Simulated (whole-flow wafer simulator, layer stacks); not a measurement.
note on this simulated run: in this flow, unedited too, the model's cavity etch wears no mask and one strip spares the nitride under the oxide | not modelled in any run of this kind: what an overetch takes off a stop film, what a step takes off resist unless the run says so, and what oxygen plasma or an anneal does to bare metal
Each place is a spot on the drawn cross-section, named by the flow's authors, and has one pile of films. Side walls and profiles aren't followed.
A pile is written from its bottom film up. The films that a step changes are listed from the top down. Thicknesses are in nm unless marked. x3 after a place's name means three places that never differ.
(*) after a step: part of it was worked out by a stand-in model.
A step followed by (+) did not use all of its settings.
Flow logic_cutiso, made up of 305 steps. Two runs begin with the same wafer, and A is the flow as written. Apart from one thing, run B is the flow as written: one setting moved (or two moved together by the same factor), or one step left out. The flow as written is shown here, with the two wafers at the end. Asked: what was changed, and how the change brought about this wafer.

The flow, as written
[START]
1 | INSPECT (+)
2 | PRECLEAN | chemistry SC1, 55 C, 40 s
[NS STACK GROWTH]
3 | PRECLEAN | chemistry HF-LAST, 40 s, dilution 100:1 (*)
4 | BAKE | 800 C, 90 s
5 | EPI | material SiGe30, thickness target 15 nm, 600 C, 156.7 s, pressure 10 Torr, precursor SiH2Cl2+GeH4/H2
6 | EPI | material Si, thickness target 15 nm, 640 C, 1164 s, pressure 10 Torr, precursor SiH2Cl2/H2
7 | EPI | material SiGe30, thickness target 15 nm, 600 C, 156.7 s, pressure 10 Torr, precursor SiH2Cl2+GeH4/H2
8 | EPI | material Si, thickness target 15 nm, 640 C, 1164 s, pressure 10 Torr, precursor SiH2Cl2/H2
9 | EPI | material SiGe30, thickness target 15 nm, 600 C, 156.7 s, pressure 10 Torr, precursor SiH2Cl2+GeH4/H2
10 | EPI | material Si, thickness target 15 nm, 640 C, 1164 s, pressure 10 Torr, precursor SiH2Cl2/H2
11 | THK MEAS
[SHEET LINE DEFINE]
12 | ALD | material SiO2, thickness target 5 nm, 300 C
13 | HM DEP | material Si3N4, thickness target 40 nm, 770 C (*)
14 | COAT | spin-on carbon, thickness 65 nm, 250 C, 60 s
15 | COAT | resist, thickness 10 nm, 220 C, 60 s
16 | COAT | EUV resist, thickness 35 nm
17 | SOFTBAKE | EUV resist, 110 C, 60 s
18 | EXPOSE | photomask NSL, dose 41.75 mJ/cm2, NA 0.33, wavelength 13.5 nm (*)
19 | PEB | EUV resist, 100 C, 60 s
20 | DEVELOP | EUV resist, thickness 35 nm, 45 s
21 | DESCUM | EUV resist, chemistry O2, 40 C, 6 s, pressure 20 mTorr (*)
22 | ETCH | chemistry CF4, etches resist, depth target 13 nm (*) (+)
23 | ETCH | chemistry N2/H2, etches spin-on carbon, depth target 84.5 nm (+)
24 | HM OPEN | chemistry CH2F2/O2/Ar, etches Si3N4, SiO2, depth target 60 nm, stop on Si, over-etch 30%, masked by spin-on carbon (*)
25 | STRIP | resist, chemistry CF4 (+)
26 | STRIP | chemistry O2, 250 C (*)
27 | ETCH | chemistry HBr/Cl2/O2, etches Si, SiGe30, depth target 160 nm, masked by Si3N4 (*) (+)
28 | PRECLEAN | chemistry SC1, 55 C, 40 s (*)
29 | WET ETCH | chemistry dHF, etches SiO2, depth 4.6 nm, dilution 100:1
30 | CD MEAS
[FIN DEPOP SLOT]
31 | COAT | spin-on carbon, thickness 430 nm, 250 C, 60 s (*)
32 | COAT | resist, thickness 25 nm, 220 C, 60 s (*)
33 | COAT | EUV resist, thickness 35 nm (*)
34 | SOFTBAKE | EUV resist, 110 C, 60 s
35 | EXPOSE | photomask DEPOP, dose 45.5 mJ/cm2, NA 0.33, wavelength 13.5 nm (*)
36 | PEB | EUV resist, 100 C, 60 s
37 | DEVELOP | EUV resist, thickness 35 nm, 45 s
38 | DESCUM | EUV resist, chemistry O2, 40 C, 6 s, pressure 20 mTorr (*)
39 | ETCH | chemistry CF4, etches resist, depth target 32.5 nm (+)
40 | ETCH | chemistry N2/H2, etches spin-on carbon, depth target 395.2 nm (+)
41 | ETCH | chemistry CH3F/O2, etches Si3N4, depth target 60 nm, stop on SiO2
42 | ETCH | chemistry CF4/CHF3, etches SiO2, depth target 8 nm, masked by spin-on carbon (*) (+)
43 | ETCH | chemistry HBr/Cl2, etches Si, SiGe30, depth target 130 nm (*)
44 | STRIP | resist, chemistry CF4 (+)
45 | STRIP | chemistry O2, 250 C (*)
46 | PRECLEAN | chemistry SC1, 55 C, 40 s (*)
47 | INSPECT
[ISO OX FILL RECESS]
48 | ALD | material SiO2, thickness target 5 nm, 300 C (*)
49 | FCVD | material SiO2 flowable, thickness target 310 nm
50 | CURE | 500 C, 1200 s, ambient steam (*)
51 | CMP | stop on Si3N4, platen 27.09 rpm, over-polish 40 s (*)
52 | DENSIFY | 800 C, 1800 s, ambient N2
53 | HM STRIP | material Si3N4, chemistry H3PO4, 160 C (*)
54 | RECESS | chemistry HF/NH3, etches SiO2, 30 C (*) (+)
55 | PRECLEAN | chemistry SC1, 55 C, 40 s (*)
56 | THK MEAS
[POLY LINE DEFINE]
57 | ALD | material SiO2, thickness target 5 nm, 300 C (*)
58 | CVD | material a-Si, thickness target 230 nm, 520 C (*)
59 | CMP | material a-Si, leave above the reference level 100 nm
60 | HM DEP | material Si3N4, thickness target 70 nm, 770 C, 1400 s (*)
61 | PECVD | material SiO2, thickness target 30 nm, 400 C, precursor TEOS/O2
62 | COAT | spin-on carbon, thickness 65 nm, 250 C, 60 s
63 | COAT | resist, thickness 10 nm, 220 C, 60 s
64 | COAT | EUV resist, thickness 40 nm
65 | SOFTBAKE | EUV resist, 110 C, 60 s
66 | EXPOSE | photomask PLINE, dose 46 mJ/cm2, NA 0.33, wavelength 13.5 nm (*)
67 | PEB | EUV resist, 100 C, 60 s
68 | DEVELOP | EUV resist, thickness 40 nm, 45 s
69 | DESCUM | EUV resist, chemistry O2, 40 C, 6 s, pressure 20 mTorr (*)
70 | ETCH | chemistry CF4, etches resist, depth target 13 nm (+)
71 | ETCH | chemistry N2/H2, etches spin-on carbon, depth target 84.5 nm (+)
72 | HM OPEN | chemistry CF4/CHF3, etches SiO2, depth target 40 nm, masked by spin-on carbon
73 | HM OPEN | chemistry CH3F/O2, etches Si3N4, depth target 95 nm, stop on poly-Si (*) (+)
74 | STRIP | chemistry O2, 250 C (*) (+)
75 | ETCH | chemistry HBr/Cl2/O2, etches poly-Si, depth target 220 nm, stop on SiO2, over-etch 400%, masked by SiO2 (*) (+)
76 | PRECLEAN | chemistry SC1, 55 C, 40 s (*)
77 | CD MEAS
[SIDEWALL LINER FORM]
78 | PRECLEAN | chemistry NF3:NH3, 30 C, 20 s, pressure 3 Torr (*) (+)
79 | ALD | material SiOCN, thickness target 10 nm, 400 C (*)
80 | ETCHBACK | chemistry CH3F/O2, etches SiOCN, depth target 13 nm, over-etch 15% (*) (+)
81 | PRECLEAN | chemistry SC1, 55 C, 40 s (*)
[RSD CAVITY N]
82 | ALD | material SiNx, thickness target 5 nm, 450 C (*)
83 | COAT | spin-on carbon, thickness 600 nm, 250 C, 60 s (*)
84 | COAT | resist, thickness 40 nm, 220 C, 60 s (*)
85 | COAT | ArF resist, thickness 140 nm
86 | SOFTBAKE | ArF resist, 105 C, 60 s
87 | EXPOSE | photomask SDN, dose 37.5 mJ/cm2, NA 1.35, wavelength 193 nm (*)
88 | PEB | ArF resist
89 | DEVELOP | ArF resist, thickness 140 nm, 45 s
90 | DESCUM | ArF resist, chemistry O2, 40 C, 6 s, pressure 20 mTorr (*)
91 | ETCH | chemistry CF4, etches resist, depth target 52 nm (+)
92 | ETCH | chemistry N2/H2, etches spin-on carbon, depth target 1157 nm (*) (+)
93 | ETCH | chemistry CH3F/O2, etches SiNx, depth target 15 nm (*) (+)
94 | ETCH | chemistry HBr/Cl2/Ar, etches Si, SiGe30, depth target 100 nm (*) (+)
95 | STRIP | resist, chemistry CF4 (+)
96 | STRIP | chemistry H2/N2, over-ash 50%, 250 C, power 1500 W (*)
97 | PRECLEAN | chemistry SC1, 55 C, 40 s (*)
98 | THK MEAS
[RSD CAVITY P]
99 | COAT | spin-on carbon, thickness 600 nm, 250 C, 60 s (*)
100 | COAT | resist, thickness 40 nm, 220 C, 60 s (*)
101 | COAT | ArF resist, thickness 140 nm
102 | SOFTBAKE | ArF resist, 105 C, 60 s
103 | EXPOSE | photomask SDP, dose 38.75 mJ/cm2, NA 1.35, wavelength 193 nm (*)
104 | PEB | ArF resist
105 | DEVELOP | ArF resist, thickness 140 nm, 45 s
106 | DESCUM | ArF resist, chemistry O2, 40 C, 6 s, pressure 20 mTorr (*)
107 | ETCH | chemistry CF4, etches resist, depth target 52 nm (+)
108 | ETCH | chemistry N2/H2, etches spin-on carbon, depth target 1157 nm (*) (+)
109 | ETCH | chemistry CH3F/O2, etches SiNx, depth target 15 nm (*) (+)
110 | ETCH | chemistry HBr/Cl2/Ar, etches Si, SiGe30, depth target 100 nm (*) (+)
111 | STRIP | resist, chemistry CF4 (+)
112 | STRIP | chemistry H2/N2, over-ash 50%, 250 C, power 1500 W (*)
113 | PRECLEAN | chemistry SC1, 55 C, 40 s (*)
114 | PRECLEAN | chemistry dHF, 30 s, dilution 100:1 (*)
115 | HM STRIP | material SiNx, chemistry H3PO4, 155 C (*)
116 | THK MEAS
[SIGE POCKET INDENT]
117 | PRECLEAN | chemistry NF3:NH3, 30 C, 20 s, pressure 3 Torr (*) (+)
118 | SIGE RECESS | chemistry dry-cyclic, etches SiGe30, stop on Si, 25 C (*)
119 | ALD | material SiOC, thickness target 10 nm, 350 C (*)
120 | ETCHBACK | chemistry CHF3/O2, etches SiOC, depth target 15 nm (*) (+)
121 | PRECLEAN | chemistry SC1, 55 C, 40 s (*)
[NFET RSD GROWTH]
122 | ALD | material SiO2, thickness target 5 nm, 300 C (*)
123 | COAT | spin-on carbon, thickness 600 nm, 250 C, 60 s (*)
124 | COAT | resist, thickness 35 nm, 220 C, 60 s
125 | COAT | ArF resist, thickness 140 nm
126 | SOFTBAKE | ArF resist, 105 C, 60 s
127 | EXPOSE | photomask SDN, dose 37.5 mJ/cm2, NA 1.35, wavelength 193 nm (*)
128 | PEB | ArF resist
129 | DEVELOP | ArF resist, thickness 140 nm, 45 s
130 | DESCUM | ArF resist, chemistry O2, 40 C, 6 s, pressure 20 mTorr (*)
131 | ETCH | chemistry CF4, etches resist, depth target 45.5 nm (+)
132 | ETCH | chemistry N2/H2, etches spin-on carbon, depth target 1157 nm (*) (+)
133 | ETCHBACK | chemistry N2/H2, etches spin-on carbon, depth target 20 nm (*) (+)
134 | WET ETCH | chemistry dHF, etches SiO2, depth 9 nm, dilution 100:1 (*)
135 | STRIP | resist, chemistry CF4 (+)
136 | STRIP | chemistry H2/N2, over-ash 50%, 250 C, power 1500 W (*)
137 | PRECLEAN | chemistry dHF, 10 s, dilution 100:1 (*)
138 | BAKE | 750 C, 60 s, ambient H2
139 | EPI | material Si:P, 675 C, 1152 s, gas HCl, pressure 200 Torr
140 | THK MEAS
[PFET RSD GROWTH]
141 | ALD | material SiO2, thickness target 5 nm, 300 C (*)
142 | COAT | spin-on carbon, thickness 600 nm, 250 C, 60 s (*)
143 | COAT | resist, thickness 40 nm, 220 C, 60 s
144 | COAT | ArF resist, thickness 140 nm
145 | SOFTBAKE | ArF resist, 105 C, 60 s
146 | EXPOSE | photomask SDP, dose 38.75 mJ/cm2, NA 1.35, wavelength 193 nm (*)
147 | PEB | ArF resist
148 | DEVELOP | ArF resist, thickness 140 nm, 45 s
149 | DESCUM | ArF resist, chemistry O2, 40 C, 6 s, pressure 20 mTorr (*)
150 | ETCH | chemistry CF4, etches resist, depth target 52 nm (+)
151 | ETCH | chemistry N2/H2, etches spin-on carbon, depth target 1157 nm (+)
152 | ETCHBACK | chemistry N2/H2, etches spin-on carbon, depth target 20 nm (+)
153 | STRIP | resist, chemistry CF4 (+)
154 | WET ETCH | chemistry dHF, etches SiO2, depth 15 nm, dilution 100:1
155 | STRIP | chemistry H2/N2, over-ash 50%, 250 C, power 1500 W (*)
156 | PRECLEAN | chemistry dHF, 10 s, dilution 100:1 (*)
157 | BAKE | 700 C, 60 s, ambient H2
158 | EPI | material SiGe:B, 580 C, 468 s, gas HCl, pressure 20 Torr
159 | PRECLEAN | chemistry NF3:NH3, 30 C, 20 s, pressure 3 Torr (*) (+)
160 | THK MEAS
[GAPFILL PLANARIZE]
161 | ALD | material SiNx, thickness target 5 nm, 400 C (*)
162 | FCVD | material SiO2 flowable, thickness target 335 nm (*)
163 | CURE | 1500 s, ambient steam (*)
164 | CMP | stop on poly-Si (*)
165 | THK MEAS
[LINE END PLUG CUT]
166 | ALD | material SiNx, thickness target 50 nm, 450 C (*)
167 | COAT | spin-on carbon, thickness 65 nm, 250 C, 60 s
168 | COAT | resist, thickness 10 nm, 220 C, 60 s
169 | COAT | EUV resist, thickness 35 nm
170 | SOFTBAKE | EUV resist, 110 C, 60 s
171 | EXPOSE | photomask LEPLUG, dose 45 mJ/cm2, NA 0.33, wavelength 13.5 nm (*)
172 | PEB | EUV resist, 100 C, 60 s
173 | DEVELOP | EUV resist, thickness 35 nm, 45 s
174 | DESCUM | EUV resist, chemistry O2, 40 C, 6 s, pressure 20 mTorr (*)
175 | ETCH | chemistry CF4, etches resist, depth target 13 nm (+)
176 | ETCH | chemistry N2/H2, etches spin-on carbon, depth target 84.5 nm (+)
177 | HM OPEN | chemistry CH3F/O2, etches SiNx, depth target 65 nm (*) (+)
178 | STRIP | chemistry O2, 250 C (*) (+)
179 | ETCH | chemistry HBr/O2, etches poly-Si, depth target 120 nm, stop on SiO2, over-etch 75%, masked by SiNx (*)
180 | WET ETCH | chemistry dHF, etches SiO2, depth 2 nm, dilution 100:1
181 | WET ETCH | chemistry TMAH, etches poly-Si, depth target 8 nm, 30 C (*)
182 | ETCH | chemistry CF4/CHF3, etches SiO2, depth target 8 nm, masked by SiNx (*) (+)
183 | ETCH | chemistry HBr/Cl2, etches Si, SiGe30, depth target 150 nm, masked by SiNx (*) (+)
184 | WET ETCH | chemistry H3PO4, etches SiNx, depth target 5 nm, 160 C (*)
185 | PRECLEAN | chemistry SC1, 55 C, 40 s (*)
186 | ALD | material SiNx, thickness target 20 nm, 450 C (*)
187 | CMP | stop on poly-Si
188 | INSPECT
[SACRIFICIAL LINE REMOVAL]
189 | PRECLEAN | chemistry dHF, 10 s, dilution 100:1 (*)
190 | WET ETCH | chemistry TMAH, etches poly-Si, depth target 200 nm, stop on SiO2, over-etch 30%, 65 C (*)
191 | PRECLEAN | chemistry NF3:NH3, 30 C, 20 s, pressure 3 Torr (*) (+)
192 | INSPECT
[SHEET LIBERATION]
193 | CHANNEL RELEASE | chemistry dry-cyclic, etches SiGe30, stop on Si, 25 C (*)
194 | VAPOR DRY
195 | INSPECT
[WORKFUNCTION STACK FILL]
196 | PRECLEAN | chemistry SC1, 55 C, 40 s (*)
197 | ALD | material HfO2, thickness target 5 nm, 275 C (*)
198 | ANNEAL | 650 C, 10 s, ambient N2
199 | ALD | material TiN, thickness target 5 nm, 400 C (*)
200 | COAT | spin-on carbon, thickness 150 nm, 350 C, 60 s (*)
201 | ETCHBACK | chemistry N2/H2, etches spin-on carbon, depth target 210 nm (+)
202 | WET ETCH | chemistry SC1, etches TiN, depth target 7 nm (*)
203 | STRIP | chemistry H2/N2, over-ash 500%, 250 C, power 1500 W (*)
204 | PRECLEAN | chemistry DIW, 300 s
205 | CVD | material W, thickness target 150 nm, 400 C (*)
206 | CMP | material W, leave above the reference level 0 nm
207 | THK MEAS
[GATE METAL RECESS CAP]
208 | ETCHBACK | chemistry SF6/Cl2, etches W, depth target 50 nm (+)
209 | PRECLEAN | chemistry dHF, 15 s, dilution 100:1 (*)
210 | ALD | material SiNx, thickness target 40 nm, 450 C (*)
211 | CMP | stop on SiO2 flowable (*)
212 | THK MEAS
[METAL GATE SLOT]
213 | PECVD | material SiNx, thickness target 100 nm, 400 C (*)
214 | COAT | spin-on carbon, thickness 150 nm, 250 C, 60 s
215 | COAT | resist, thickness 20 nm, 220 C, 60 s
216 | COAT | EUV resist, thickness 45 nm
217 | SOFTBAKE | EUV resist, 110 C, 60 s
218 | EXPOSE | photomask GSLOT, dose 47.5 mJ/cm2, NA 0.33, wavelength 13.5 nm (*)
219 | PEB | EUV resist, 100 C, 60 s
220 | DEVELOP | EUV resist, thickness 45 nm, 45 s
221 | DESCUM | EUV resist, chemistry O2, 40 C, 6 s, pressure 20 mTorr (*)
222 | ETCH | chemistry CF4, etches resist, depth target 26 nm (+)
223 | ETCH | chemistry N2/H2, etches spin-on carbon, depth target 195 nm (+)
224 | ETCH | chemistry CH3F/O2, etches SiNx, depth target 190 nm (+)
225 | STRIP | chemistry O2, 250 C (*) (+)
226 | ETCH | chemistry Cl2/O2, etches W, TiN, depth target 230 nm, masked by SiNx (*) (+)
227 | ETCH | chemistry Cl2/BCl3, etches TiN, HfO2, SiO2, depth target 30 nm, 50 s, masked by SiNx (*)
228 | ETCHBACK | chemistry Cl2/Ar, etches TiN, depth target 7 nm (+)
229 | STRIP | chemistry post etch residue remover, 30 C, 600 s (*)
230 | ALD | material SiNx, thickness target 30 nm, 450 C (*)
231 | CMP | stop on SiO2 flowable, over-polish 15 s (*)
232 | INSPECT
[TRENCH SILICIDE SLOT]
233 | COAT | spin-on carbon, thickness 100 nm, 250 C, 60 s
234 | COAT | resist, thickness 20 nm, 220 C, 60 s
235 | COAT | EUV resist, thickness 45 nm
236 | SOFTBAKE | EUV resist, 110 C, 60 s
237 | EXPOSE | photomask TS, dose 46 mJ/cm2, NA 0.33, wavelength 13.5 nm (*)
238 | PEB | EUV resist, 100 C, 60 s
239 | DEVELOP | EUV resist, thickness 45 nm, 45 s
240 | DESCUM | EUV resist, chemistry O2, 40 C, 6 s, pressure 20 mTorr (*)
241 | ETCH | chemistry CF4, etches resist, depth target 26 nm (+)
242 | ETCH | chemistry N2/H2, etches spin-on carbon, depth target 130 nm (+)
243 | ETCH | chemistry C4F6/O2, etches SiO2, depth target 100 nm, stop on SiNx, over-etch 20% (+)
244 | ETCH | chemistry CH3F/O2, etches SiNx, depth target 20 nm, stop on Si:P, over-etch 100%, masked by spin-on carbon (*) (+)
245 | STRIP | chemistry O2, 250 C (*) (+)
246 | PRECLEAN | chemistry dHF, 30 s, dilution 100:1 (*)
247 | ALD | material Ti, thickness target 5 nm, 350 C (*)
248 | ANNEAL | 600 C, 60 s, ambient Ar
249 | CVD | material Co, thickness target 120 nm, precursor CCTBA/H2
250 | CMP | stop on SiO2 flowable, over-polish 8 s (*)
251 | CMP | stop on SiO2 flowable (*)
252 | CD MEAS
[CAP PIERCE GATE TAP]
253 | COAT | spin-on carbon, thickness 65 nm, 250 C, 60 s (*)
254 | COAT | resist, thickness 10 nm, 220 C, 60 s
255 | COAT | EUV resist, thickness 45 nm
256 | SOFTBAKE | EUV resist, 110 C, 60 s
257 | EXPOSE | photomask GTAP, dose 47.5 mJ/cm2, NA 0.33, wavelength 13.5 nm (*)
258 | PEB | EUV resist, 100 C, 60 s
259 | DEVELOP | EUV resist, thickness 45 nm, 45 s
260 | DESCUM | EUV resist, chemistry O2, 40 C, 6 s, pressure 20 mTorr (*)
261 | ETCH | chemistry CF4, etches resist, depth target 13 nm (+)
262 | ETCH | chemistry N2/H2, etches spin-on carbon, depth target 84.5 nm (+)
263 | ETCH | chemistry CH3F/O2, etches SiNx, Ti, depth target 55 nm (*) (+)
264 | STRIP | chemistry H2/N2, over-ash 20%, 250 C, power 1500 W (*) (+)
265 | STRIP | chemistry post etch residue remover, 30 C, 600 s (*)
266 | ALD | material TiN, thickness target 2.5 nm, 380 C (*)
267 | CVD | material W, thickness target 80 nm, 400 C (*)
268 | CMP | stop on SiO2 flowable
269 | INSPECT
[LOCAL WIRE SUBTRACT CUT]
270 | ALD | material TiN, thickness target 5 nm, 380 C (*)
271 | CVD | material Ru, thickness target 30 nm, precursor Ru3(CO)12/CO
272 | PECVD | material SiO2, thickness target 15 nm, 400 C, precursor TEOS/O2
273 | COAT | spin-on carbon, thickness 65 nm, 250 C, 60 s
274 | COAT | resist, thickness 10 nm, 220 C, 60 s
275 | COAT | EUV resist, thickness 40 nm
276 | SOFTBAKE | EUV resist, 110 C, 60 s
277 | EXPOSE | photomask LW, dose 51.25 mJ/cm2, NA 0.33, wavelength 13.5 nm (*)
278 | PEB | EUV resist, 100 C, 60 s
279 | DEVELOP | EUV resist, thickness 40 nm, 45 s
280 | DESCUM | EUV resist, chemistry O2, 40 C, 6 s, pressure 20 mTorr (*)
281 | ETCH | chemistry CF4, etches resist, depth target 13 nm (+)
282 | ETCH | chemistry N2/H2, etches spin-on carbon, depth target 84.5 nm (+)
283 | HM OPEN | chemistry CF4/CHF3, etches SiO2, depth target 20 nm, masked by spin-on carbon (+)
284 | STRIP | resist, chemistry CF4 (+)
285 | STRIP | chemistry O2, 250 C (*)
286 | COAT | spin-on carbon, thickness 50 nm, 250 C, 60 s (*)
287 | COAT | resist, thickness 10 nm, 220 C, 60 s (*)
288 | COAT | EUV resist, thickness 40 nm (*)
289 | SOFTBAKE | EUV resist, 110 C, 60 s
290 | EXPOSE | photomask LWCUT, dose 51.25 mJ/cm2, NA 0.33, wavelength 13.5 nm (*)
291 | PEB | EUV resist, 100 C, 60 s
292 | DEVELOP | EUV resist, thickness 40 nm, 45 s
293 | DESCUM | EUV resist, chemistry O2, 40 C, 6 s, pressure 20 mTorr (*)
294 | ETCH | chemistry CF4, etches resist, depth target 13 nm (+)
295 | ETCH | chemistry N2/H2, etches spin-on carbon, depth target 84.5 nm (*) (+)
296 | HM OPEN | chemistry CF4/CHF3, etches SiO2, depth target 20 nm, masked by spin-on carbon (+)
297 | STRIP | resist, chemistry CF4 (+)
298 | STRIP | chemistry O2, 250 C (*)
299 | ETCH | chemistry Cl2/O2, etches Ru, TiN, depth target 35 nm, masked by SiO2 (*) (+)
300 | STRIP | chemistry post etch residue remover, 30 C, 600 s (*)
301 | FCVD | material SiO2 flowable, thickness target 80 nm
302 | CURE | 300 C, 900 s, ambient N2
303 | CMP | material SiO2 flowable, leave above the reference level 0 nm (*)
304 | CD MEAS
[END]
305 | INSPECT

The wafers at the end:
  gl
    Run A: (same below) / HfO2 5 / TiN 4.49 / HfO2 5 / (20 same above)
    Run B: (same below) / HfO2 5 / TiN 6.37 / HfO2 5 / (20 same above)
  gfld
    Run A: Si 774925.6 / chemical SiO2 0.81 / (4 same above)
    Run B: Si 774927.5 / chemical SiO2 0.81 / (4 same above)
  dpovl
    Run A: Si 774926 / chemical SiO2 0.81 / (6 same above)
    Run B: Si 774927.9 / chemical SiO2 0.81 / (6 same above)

What caused this: step 5, EPI: thickness target 16.9 nm was run, whereas the flow has thickness target 15 nm; step 5, EPI: 176.3 s was run, where the flow has 156.7 s.

The path from the change to this, step by step:
  5 | EPI | material SiGe30, thickness target 15 nm, 600 C, 156.7 s, pressure 10 Torr, precursor SiH2Cl2+GeH4/H2
      depop, dpovl, gfld and 19 more: A +15 SiGe30 (new film) | B +16.9 SiGe30 (new film)
  27 | ETCH | chemistry HBr/Cl2/O2, etches Si, SiGe30, depth target 160 nm, masked by Si3N4 (*) (+)
      gfld, gxf, iso, lnri: A -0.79 chemical SiO2 (all of it), -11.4 Si (all of it), -15 SiGe30 (all of it), -15 Si (all of it), -15 SiGe30 (all of it), -15 Si (all of it), -15 SiGe30 (all of it), -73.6 Si | B -0.79 chemical SiO2 (all of it), -11.4 Si (all of it), -15 SiGe30 (all of it), -15 Si (all of it), -15 SiGe30 (all of it), -15 Si (all of it), -16.9 SiGe30 (all of it), -71.8 Si
      dpovl, nsgap: A -0.79 chemical SiO2 (all of it), -11.8 Si (all of it), -15 SiGe30 (all of it), -15 Si (all of it), -15 SiGe30 (all of it), -15 Si (all of it), -15 SiGe30 (all of it), -73.2 Si | B -0.79 chemical SiO2 (all of it), -11.8 Si (all of it), -15 SiGe30 (all of it), -15 Si (all of it), -15 SiGe30 (all of it), -15 Si (all of it), -16.9 SiGe30 (all of it), -71.4 Si
      (also at 1 further place)
  43 | ETCH | chemistry HBr/Cl2, etches Si, SiGe30, depth target 130 nm (*)
      depop: A -14 Si (all of it), -15 SiGe30 (all of it), -15 Si (all of it), -15 SiGe30 (all of it), -15 Si (all of it), -15 SiGe30 (all of it), -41 Si | B -14 Si (all of it), -15 SiGe30 (all of it), -15 Si (all of it), -15 SiGe30 (all of it), -15 Si (all of it), -16.9 SiGe30 (all of it), -39.1 Si
  94 | ETCH | chemistry HBr/Cl2/Ar, etches Si, SiGe30, depth target 100 nm (*) (+)
      rsdn, rsdx: A -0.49 chemical SiO2 (all of it), -12.8 Si (all of it), -15 SiGe30 (all of it), -15 Si (all of it), -15 SiGe30 (all of it), -15 Si (all of it), -15 SiGe30 (all of it), -12.2 Si | B -0.49 chemical SiO2 (all of it), -12.8 Si (all of it), -15 SiGe30 (all of it), -15 Si (all of it), -15 SiGe30 (all of it), -15 Si (all of it), -16.9 SiGe30 (all of it), -10.3 Si
  110 | ETCH | chemistry HBr/Cl2/Ar, etches Si, SiGe30, depth target 100 nm (*) (+)
      rsdp, rsdw: A -0.49 chemical SiO2 (all of it), -12.8 Si (all of it), -15 SiGe30 (all of it), -15 Si (all of it), -15 SiGe30 (all of it), -15 Si (all of it), -15 SiGe30 (all of it), -12.2 Si | B -0.49 chemical SiO2 (all of it), -12.8 Si (all of it), -15 SiGe30 (all of it), -15 Si (all of it), -15 SiGe30 (all of it), -15 Si (all of it), -16.9 SiGe30 (all of it), -10.3 Si
  118 | SIGE RECESS | chemistry dry-cyclic, etches SiGe30, stop on Si, 25 C (*)
      lnr, lnrp, lnrt: A -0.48 SiOCN, -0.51 Si, +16 cavity (new film), -15 SiGe30 (all of it), -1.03 Si, +16 cavity (new film), -15 SiGe30 (all of it), -1.03 Si, +16 cavity (new film), -15 SiGe30 (all of it), -0.51 Si | B -0.48 SiOCN, -0.51 Si, +16 cavity (new film), -15 SiGe30 (all of it), -1.03 Si, +16 cavity (new film), -15 SiGe30 (all of it), -1.03 Si, +17.9 cavity (new film), -16.9 SiGe30 (all of it), -0.51 Si
  119 | ALD | material SiOC, thickness target 10 nm, 350 C (*)
      lnr, lnrp, lnrt: A +10 SiOC (new film), +16 SiOC (new film), -16 cavity (all of it), +16 SiOC (new film), -16 cavity (all of it), +16 SiOC (new film), -16 cavity (all of it) | B +10 SiOC (new film), +16 SiOC (new film), -16 cavity (all of it), +16 SiOC (new film), -16 cavity (all of it), +17.9 SiOC (new film), -17.9 cavity (all of it)
  183 | ETCH | chemistry HBr/Cl2, etches Si, SiGe30, depth target 150 nm, masked by SiNx (*) (+)
      plug: A -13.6 Si (all of it), -15 SiGe30 (all of it), -15 Si (all of it), -15 SiGe30 (all of it), -15 Si (all of it), -15 SiGe30 (all of it), -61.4 Si | B -13.6 Si (all of it), -15 SiGe30 (all of it), -15 Si (all of it), -15 SiGe30 (all of it), -15 Si (all of it), -16.9 SiGe30 (all of it), -59.6 Si
  193 | CHANNEL RELEASE | chemistry dry-cyclic, etches SiGe30, stop on Si, 25 C (*)
      gl, glp, gxn, gxp, ns, tap: A +0.8 chemical SiO2 (new film), -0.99 Si, +0.8 chemical SiO2 (new film), +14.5 cavity (new film), +0.8 chemical SiO2 (new film), -15 SiGe30 (all of it), -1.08 Si, +0.8 chemical SiO2 (new film), +14.5 cavity (new film), +0.8 chemical SiO2 (new film), -15 SiGe30 (all of it), -1.08 Si, +0.8 chemical SiO2 (new film), +14.5 cavity (new film), +0.8 chemical SiO2 (new film), -15 SiGe30 (all of it), -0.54 Si | B +0.8 chemical SiO2 (new film), -0.99 Si, +0.8 chemical SiO2 (new film), +14.5 cavity (new film), +0.8 chemical SiO2 (new film), -15 SiGe30 (all of it), -1.08 Si, +0.8 chemical SiO2 (new film), +14.5 cavity (new film), +0.8 chemical SiO2 (new film), -15 SiGe30 (all of it), -1.08 Si, +0.8 chemical SiO2 (new film), +16.4 cavity (new film), +0.8 chemical SiO2 (new film), -16.9 SiGe30 (all of it), -0.54 Si
  199 | ALD | material TiN, thickness target 5 nm, 400 C (*)
      gl, glp, tap: A +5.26 TiN (new film), +4.49 TiN (new film), -4.49 cavity (all of it), +4.49 TiN (new film), -4.49 cavity (all of it), +4.49 TiN (new film), -4.49 cavity (all of it) | B +5.26 TiN (new film), +4.49 TiN (new film), -4.49 cavity (all of it), +4.49 TiN (new film), -4.49 cavity (all of it), +6.37 TiN (new film), -6.37 cavity (all of it)
      gxn, gxp, ns: A +5 TiN (new film), +4.49 TiN (new film), -4.49 cavity (all of it), +4.49 TiN (new film), -4.49 cavity (all of it), +4.49 TiN (new film), -4.49 cavity (all of it) | B +5 TiN (new film), +4.49 TiN (new film), -4.49 cavity (all of it), +4.49 TiN (new film), -4.49 cavity (all of it), +6.37 TiN (new film), -6.37 cavity (all of it)
